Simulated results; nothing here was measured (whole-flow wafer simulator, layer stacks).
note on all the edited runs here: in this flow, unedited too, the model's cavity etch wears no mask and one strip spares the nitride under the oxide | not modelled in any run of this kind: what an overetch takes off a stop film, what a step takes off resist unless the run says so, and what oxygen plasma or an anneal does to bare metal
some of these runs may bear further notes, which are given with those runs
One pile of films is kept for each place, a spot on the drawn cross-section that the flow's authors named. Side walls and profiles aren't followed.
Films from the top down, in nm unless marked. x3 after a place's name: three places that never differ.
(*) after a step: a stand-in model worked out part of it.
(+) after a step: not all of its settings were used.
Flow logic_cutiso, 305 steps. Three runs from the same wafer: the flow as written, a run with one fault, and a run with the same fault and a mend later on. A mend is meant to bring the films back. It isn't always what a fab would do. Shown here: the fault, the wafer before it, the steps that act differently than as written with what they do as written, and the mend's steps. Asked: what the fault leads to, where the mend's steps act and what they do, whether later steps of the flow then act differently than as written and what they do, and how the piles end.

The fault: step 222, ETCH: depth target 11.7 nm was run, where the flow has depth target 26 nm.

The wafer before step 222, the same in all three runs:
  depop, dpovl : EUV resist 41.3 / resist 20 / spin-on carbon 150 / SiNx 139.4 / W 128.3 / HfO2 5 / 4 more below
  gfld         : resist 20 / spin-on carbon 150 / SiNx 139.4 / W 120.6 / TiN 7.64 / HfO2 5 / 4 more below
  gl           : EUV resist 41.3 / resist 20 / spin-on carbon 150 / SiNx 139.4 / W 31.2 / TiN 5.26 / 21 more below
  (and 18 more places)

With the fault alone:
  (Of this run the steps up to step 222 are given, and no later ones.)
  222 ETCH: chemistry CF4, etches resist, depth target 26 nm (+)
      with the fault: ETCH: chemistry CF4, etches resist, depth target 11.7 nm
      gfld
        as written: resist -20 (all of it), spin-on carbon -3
        with the fault: resist -11.7
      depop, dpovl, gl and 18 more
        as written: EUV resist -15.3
        with the fault: EUV resist -6.88
  After step 222 the piles differ from the flow's by more than 2% or 0.5 nm, whichever is larger, at depop, dpovl, gfld and 19 more.
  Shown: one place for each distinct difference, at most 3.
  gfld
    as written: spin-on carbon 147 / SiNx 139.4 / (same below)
    with the fault: resist 8.3 / spin-on carbon 150 / SiNx 139.4 / (same below)
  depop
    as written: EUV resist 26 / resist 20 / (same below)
    with the fault: EUV resist 34.4 / resist 20 / (same below)

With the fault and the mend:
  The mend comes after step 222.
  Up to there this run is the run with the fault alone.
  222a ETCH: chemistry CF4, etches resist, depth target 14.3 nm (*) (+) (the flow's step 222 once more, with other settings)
      depop, dpovl, gl and 18 more
        EUV resist -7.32
      gfld
        resist -8.3 (all of it), spin-on carbon -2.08
  Later steps of the flow that act differently than as written (3 more steps differ only slightly, by at most 2% or 0.5 nm, whichever is larger, and aren't shown):
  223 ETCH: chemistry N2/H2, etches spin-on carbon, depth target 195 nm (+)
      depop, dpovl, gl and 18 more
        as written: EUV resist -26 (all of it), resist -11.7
        with the mend: EUV resist -27.1 (all of it), resist -11.7
  At the end the piles are the same as the flow's at every place that both follow.
